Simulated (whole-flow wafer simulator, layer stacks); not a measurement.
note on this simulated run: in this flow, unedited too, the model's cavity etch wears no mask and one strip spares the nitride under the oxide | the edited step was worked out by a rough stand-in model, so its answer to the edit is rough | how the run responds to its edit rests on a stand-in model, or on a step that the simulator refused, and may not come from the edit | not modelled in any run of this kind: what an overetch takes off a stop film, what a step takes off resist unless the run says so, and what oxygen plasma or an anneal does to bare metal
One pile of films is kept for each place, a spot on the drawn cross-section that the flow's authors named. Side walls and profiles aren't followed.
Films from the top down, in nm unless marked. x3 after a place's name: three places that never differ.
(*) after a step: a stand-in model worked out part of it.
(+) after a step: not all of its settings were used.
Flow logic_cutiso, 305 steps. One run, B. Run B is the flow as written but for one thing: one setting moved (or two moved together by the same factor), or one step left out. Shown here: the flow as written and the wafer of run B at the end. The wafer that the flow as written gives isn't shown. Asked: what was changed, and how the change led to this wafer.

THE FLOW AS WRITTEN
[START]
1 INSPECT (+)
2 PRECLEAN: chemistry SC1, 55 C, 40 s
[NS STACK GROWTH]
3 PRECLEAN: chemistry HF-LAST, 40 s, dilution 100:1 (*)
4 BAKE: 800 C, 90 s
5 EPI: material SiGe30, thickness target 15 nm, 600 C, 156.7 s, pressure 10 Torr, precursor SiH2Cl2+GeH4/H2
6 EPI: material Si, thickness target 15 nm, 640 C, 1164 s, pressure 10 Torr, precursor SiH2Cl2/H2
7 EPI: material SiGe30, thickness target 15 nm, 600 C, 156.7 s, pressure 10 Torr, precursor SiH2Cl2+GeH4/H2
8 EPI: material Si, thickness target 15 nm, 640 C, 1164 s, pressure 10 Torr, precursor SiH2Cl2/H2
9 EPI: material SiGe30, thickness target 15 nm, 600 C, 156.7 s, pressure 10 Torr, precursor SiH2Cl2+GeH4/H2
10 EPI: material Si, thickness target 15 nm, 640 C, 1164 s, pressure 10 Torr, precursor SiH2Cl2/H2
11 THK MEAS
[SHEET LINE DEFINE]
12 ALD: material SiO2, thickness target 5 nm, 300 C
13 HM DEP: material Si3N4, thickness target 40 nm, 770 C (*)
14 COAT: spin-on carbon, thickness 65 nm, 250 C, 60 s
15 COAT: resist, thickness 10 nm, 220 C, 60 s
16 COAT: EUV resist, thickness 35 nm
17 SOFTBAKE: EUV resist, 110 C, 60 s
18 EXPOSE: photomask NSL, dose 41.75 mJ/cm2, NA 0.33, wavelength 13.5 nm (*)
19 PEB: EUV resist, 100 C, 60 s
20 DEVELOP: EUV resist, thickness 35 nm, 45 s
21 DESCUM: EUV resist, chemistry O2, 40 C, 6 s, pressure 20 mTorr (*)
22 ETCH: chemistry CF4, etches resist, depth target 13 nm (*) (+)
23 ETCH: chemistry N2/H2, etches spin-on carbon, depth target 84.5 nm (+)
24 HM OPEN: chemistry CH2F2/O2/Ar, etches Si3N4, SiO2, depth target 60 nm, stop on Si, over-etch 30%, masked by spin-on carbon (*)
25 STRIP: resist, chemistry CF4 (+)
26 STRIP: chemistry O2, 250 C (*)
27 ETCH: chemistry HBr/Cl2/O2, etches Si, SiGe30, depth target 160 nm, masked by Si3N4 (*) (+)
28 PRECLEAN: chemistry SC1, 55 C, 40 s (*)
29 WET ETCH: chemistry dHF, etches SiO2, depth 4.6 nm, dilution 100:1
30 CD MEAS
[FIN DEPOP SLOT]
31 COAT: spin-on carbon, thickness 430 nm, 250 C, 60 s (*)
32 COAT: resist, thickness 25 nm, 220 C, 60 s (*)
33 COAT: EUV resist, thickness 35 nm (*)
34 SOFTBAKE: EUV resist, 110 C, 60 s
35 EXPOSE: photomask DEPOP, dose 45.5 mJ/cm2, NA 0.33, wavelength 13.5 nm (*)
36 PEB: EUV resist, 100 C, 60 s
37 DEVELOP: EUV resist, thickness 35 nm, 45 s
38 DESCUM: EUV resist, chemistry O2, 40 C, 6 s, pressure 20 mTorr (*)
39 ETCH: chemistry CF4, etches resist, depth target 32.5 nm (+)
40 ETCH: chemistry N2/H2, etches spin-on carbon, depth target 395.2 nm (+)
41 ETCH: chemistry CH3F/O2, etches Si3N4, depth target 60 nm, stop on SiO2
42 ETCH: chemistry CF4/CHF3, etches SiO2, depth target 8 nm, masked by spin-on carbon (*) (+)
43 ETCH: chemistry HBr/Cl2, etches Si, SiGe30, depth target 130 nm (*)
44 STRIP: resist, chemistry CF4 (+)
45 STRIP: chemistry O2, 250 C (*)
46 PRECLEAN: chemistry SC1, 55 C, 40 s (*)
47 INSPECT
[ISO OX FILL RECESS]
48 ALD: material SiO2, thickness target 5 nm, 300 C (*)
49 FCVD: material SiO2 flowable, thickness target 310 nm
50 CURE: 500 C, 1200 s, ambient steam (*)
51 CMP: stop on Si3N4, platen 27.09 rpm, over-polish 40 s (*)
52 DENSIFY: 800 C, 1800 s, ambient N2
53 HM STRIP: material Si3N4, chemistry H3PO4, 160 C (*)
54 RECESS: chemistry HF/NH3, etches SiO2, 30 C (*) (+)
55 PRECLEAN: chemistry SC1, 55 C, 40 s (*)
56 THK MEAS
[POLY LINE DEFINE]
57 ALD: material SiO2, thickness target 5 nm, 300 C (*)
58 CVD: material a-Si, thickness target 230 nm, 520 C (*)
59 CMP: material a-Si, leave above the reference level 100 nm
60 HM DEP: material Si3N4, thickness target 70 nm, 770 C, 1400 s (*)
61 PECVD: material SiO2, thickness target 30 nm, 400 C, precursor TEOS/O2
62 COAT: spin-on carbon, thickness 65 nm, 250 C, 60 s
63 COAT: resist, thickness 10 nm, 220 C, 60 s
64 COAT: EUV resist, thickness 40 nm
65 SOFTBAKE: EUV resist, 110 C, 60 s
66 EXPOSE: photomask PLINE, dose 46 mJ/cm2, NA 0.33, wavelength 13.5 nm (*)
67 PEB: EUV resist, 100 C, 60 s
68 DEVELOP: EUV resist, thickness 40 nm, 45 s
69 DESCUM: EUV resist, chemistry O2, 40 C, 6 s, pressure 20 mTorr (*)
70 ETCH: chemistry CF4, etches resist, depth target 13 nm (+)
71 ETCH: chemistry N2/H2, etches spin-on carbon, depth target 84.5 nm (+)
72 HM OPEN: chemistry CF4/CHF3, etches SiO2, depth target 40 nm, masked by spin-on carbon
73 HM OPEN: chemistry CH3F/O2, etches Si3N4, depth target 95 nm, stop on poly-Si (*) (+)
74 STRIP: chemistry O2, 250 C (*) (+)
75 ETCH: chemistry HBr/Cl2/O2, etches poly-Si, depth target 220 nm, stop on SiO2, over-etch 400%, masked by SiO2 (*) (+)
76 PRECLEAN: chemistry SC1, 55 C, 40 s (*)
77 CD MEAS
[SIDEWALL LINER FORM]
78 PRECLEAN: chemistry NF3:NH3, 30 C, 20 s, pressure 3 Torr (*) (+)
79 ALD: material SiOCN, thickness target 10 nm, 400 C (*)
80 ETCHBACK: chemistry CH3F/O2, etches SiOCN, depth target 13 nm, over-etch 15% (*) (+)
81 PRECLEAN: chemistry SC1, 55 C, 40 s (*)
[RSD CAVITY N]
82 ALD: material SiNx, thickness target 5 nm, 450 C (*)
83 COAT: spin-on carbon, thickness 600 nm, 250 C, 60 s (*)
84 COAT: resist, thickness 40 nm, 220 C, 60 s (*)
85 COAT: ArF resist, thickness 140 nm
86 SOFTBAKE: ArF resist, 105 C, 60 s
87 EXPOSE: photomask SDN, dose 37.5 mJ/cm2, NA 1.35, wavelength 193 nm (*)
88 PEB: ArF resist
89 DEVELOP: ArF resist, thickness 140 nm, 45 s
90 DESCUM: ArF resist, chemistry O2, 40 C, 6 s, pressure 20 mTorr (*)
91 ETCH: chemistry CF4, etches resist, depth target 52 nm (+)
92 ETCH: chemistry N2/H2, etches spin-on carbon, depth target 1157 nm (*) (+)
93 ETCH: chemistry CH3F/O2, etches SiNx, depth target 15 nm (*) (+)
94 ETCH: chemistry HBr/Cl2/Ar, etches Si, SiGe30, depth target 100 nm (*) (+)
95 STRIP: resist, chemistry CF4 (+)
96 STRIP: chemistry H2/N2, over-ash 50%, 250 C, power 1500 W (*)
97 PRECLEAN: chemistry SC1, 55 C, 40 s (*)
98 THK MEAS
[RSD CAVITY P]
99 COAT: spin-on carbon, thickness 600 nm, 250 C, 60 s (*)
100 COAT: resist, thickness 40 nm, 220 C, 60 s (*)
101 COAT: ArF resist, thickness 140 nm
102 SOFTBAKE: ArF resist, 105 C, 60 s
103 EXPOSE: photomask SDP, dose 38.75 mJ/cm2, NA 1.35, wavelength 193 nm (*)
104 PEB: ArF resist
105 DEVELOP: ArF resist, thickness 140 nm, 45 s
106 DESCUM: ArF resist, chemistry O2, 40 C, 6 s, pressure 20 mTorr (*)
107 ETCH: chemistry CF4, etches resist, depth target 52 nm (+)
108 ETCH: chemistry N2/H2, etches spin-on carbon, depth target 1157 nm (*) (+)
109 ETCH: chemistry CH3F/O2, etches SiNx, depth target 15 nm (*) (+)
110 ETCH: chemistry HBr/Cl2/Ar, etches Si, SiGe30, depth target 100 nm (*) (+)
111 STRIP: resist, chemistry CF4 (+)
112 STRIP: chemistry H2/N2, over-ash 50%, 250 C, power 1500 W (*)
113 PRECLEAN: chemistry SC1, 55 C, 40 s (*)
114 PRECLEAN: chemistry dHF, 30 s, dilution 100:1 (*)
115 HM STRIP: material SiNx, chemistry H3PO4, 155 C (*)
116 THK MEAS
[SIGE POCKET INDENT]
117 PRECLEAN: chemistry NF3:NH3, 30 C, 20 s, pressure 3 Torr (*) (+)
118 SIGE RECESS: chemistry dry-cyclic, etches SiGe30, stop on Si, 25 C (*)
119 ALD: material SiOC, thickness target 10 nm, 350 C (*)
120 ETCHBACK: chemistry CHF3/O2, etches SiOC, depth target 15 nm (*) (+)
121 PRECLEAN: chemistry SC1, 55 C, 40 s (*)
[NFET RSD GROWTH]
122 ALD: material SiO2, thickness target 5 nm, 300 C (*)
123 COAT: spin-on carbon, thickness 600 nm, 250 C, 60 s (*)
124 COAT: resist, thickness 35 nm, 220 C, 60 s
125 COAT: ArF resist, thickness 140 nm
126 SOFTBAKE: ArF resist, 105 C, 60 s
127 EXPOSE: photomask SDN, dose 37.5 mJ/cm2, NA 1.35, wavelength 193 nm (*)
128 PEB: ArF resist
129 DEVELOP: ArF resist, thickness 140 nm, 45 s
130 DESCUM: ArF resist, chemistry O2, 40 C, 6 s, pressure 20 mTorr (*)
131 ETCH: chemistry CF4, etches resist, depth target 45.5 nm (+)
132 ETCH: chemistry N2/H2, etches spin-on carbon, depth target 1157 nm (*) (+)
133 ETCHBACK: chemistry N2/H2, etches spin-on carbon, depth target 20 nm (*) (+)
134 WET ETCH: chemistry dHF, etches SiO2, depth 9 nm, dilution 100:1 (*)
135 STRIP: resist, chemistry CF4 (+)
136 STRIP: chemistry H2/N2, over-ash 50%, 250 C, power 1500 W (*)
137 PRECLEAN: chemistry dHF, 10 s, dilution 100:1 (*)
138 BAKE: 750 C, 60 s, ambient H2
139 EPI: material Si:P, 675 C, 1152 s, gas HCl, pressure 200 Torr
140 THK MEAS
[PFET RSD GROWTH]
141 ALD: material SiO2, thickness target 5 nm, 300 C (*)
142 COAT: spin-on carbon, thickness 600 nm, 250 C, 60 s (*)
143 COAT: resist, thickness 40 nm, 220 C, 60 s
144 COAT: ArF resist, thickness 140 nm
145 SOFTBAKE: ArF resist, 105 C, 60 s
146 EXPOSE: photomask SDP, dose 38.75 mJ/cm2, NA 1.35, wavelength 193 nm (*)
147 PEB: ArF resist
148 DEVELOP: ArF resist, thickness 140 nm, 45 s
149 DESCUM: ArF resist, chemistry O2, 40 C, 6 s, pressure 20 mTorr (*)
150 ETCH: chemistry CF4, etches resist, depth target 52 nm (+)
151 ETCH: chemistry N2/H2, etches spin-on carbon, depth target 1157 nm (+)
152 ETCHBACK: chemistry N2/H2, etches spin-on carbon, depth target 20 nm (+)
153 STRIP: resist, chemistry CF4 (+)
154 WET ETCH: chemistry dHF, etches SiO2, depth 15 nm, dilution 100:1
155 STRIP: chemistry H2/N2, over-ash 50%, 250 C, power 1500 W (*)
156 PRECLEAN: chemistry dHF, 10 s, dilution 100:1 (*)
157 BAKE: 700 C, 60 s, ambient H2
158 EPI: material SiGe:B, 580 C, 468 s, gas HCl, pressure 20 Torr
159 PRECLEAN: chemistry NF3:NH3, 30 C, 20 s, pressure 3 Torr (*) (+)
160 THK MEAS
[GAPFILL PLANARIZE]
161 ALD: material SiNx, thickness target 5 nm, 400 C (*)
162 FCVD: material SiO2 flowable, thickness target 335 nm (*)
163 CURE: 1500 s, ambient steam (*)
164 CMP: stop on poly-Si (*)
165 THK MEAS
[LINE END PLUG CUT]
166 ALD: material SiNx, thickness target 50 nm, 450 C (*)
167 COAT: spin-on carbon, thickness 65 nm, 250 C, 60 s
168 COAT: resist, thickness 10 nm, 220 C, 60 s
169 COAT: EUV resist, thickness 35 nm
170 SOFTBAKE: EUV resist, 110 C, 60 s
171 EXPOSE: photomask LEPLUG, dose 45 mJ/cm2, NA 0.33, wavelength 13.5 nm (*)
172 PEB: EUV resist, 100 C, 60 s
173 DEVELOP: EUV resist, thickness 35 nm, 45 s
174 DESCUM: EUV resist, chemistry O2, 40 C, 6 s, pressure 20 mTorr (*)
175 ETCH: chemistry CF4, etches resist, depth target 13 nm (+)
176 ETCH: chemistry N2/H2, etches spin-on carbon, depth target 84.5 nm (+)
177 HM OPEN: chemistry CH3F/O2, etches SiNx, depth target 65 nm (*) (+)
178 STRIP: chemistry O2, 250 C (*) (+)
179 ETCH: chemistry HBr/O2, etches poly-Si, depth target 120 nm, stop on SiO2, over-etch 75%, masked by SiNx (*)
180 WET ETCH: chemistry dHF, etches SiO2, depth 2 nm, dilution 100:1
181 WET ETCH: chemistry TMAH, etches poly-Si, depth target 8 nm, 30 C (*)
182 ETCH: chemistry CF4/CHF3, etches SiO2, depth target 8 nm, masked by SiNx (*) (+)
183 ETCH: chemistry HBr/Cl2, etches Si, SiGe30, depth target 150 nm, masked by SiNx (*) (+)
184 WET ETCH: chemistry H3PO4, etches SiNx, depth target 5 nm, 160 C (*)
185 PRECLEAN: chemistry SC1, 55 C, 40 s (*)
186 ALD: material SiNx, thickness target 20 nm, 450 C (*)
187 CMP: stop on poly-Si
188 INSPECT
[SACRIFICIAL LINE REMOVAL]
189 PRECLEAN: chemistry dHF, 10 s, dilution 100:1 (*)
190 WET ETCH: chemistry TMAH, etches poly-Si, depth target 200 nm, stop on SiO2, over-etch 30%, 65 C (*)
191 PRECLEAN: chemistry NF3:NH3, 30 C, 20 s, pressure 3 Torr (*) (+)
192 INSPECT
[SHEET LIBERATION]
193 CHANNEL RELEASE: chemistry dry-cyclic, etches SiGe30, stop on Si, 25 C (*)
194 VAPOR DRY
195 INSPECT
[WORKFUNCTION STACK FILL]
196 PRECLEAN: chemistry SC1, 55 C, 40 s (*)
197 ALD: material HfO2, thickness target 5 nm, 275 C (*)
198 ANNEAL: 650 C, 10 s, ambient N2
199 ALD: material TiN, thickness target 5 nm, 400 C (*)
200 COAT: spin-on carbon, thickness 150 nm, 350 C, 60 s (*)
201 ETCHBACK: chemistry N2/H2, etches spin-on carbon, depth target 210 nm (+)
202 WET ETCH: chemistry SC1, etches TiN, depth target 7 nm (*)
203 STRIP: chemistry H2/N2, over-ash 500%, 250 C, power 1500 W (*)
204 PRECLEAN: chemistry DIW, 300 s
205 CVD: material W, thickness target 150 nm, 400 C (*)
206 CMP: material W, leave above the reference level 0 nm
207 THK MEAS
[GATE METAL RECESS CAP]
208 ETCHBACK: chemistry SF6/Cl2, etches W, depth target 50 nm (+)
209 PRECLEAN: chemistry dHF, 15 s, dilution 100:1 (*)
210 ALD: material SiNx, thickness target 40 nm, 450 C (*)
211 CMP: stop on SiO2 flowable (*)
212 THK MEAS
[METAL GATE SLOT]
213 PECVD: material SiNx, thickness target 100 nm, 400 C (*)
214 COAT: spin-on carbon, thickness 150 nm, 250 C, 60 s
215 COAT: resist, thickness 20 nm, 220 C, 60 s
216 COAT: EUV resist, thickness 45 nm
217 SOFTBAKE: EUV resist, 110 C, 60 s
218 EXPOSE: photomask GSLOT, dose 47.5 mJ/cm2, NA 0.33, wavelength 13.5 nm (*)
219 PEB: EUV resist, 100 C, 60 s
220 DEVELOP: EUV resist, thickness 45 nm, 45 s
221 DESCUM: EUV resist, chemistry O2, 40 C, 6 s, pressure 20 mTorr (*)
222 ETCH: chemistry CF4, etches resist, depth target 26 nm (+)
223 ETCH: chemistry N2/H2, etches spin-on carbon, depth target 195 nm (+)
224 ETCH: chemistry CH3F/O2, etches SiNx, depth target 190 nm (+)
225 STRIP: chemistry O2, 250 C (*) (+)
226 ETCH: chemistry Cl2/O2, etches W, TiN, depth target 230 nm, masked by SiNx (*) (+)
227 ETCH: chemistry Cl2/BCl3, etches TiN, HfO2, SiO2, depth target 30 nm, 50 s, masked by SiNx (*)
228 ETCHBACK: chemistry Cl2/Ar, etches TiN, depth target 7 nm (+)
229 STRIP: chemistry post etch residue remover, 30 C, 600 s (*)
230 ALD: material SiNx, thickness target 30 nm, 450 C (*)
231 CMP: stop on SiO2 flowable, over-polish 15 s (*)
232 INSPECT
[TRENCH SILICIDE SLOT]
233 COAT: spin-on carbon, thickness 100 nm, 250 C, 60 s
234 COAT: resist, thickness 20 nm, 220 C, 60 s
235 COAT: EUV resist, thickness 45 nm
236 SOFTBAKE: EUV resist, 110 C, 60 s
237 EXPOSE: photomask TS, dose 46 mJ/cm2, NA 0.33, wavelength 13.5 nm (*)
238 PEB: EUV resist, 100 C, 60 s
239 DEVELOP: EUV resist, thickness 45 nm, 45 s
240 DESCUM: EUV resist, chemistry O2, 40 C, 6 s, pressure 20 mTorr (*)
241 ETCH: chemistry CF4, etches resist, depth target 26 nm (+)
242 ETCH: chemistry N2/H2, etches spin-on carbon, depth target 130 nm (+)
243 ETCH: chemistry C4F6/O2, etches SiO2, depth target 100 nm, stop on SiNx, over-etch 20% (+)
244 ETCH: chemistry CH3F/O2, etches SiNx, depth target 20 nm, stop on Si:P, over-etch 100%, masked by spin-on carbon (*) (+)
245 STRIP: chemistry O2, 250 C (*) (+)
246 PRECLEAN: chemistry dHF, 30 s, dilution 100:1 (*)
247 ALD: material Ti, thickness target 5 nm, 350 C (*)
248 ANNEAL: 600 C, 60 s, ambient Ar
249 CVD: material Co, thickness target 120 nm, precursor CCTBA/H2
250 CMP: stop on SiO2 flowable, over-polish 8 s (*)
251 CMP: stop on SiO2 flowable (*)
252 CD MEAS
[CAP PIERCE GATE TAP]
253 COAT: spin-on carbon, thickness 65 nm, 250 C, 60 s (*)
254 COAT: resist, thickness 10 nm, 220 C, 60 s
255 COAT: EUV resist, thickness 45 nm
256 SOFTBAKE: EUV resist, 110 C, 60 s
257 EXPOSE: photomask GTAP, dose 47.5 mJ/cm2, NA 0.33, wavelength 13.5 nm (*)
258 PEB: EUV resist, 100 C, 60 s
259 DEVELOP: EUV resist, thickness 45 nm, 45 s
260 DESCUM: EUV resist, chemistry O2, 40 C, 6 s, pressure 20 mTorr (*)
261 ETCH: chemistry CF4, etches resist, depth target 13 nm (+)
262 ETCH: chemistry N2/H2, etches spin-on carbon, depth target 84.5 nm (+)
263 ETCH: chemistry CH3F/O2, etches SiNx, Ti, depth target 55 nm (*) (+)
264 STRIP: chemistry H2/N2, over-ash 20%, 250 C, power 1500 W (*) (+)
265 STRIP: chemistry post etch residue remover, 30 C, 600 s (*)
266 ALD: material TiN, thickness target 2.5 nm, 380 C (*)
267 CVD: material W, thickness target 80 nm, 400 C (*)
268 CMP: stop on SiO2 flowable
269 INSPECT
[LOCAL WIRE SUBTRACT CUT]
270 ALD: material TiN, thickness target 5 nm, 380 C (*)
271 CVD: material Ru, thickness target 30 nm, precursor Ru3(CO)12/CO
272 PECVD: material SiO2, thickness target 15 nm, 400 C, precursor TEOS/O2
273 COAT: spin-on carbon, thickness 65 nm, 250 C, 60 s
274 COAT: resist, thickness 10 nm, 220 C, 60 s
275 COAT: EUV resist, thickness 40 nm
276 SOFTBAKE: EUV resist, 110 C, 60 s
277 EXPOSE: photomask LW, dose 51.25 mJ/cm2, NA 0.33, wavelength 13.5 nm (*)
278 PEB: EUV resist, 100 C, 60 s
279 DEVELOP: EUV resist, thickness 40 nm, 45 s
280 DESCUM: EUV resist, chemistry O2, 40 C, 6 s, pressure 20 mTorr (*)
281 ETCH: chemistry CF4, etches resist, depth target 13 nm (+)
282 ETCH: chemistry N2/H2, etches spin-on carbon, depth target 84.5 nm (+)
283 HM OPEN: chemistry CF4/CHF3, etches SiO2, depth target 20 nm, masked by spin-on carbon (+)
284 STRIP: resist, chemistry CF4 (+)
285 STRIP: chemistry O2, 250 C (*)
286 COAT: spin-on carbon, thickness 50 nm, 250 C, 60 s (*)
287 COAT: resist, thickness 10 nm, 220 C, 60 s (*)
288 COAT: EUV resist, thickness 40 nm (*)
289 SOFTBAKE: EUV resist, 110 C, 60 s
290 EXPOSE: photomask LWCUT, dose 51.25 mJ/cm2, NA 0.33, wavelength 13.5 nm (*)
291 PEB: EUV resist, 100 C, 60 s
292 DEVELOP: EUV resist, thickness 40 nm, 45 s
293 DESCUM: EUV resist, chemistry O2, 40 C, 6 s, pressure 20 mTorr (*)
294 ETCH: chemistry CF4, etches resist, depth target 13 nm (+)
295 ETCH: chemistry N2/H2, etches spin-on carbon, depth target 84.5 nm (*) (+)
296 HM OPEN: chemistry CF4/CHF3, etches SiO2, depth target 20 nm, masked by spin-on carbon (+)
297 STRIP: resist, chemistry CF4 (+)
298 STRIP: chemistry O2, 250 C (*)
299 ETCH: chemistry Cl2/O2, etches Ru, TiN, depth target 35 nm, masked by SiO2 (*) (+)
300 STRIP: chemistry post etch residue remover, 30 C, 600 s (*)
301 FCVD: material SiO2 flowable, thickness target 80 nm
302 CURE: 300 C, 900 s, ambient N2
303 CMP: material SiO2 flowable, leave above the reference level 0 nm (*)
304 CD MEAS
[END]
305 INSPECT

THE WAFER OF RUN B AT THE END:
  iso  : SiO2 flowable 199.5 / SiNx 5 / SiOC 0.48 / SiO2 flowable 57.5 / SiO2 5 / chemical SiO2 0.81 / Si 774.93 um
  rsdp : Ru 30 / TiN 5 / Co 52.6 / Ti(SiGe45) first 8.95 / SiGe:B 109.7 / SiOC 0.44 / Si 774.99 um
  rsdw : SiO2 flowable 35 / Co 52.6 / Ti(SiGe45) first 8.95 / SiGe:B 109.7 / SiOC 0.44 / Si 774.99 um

The cause: step 119, ALD: thickness target 15.5 nm was run, where the flow has thickness target 10 nm.

How the change led to this, step by step:
  119 ALD: material SiOC, thickness target 10 nm, 350 C (*)
      depop, dpovl, gfld and 14 more: SiOC +15.5 (new film) (as written it would be: SiOC +10 (new film))
      lnr, lnrp, lnrt: SiOC +15.5 (new film), SiOC +16 (new film), cavity -16 (all of it), SiOC +16 (new film), cavity -16 (all of it), SiOC +16 (new film), cavity -16 (all of it) (as written it would be: SiOC +10 (new film), SiOC +16 (new film), cavity -16 (all of it), SiOC +16 (new film), cavity -16 (all of it), SiOC +16 (new film), cavity -16 (all of it))
      (and at 2 more places)
  120 ETCHBACK: chemistry CHF3/O2, etches SiOC, depth target 15 nm (*) (+)
      depop, dpovl, gfld, gxf, isow, ns, nsgap, plug: SiOC -15 (as written it would be: SiOC -10 (all of it), SiO2 -5)
      lnr, lnri, lnrp, lnrt: SiOC -15 (as written it would be: SiOC -10 (all of it), SiOCN -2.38)
      (and at 10 more places)
  122 ALD: material SiO2, thickness target 5 nm, 300 C (*)
      depop, dpovl, gfld, gxf, isow, ns, nsgap, plug: SiO2 +5 (new film) (as written it would be: SiO2 +5)
      gxn: SiO2 +5 (new film) (as written it would be: SiO2 +6.76 (new film))
      (and at 1 more place)
  132 ETCH: chemistry N2/H2, etches spin-on carbon, depth target 1157 nm (*) (+)
      gl, tap: spin-on carbon -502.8 (all of it), SiO2 -5 (all of it), SiOC -0.5 (all of it), SiO2 -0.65 (as written it would be: spin-on carbon -501.7 (all of it), SiO2 -5 (all of it), Si3N4 -0.5)
      gxn: spin-on carbon -501.3 (all of it), SiO2 -5 (all of it), SiOC -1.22 (as written it would be: spin-on carbon -499.4 (all of it), SiO2 -6.06)
  133 ETCHBACK: chemistry N2/H2, etches spin-on carbon, depth target 20 nm (*) (+)
      gl, tap: SiO2 -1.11 (as written it would be: Si3N4 -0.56)
      gxn: SiOC -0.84 (all of it), SiO2 -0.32 (as written it would be: SiO2 -0.7 (all of it), Si3N4 -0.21)
  134 WET ETCH: chemistry dHF, etches SiO2, depth 9 nm, dilution 100:1 (*)
      gl, tap: SiO2 -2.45 (all of it), Si3N4 -0.19 (as written it would be: Si3N4 -0.34)
      gxn: SiO2 -3.89 (all of it), Si3N4 -0.15 (as written it would be: Si3N4 -0.34)
  141 ALD: material SiO2, thickness target 5 nm, 300 C (*)
      gxn: SiO2 +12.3 (new film) (as written it would be: SiO2 +10.1 (new film))
  153 STRIP: resist, chemistry CF4 (+)
      gxp: SiO2 -1.22 (all of it) (as written it would be: SiO2 -3.06 (all of it))
  156 PRECLEAN: chemistry dHF, 10 s, dilution 100:1 (*)
      lnrp: SiOC -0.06 (as written it would be: SiOCN -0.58)
  159 PRECLEAN: chemistry NF3:NH3, 30 C, 20 s, pressure 3 Torr (*) (+)
      depop, dpovl, gfld, gxf, isow, ns, nsgap, plug: SiO2 -6.96 (all of it), SiOC -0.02 (as written it would be: SiO2 -7.43)
      glp: SiOC -0.44 (all of it) (as written it would be: Si3N4 -0.65)
      (and at 3 more places)
  162 FCVD: material SiO2 flowable, thickness target 335 nm (*)
      rsdn, rsdp, rsdw, rsdx: SiO2 flowable +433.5 (new film) (as written it would be: SiO2 flowable +423.9 (new film))
      lnr, lnrt: SiO2 flowable +275.1 (new film) (as written it would be: SiO2 flowable +268.4 (new film))
      (and at 5 more places)
  164 CMP: stop on poly-Si (*)
      depop, dpovl, isow, ns, nsgap: SiO2 flowable -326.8 (all of it), SiNx -5 (all of it), SiOC -0.48 (all of it), SiO2 -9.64 (all of it), Si3N4 -70 (all of it) (as written it would be: SiO2 flowable -326.8 (all of it), SiNx -5 (all of it), SiO2 -4.13 (all of it), Si3N4 -70 (all of it))
      gfld, gxf: SiO2 flowable -255.3 (all of it), SiNx -5 (all of it), SiOC -0.48 (all of it), SiO2 -9.64 (all of it), Si3N4 -70 (all of it) (as written it would be: SiO2 flowable -251.9 (all of it), SiNx -5 (all of it), SiO2 -4.13 (all of it), Si3N4 -70 (all of it))
      (and at 15 more places)
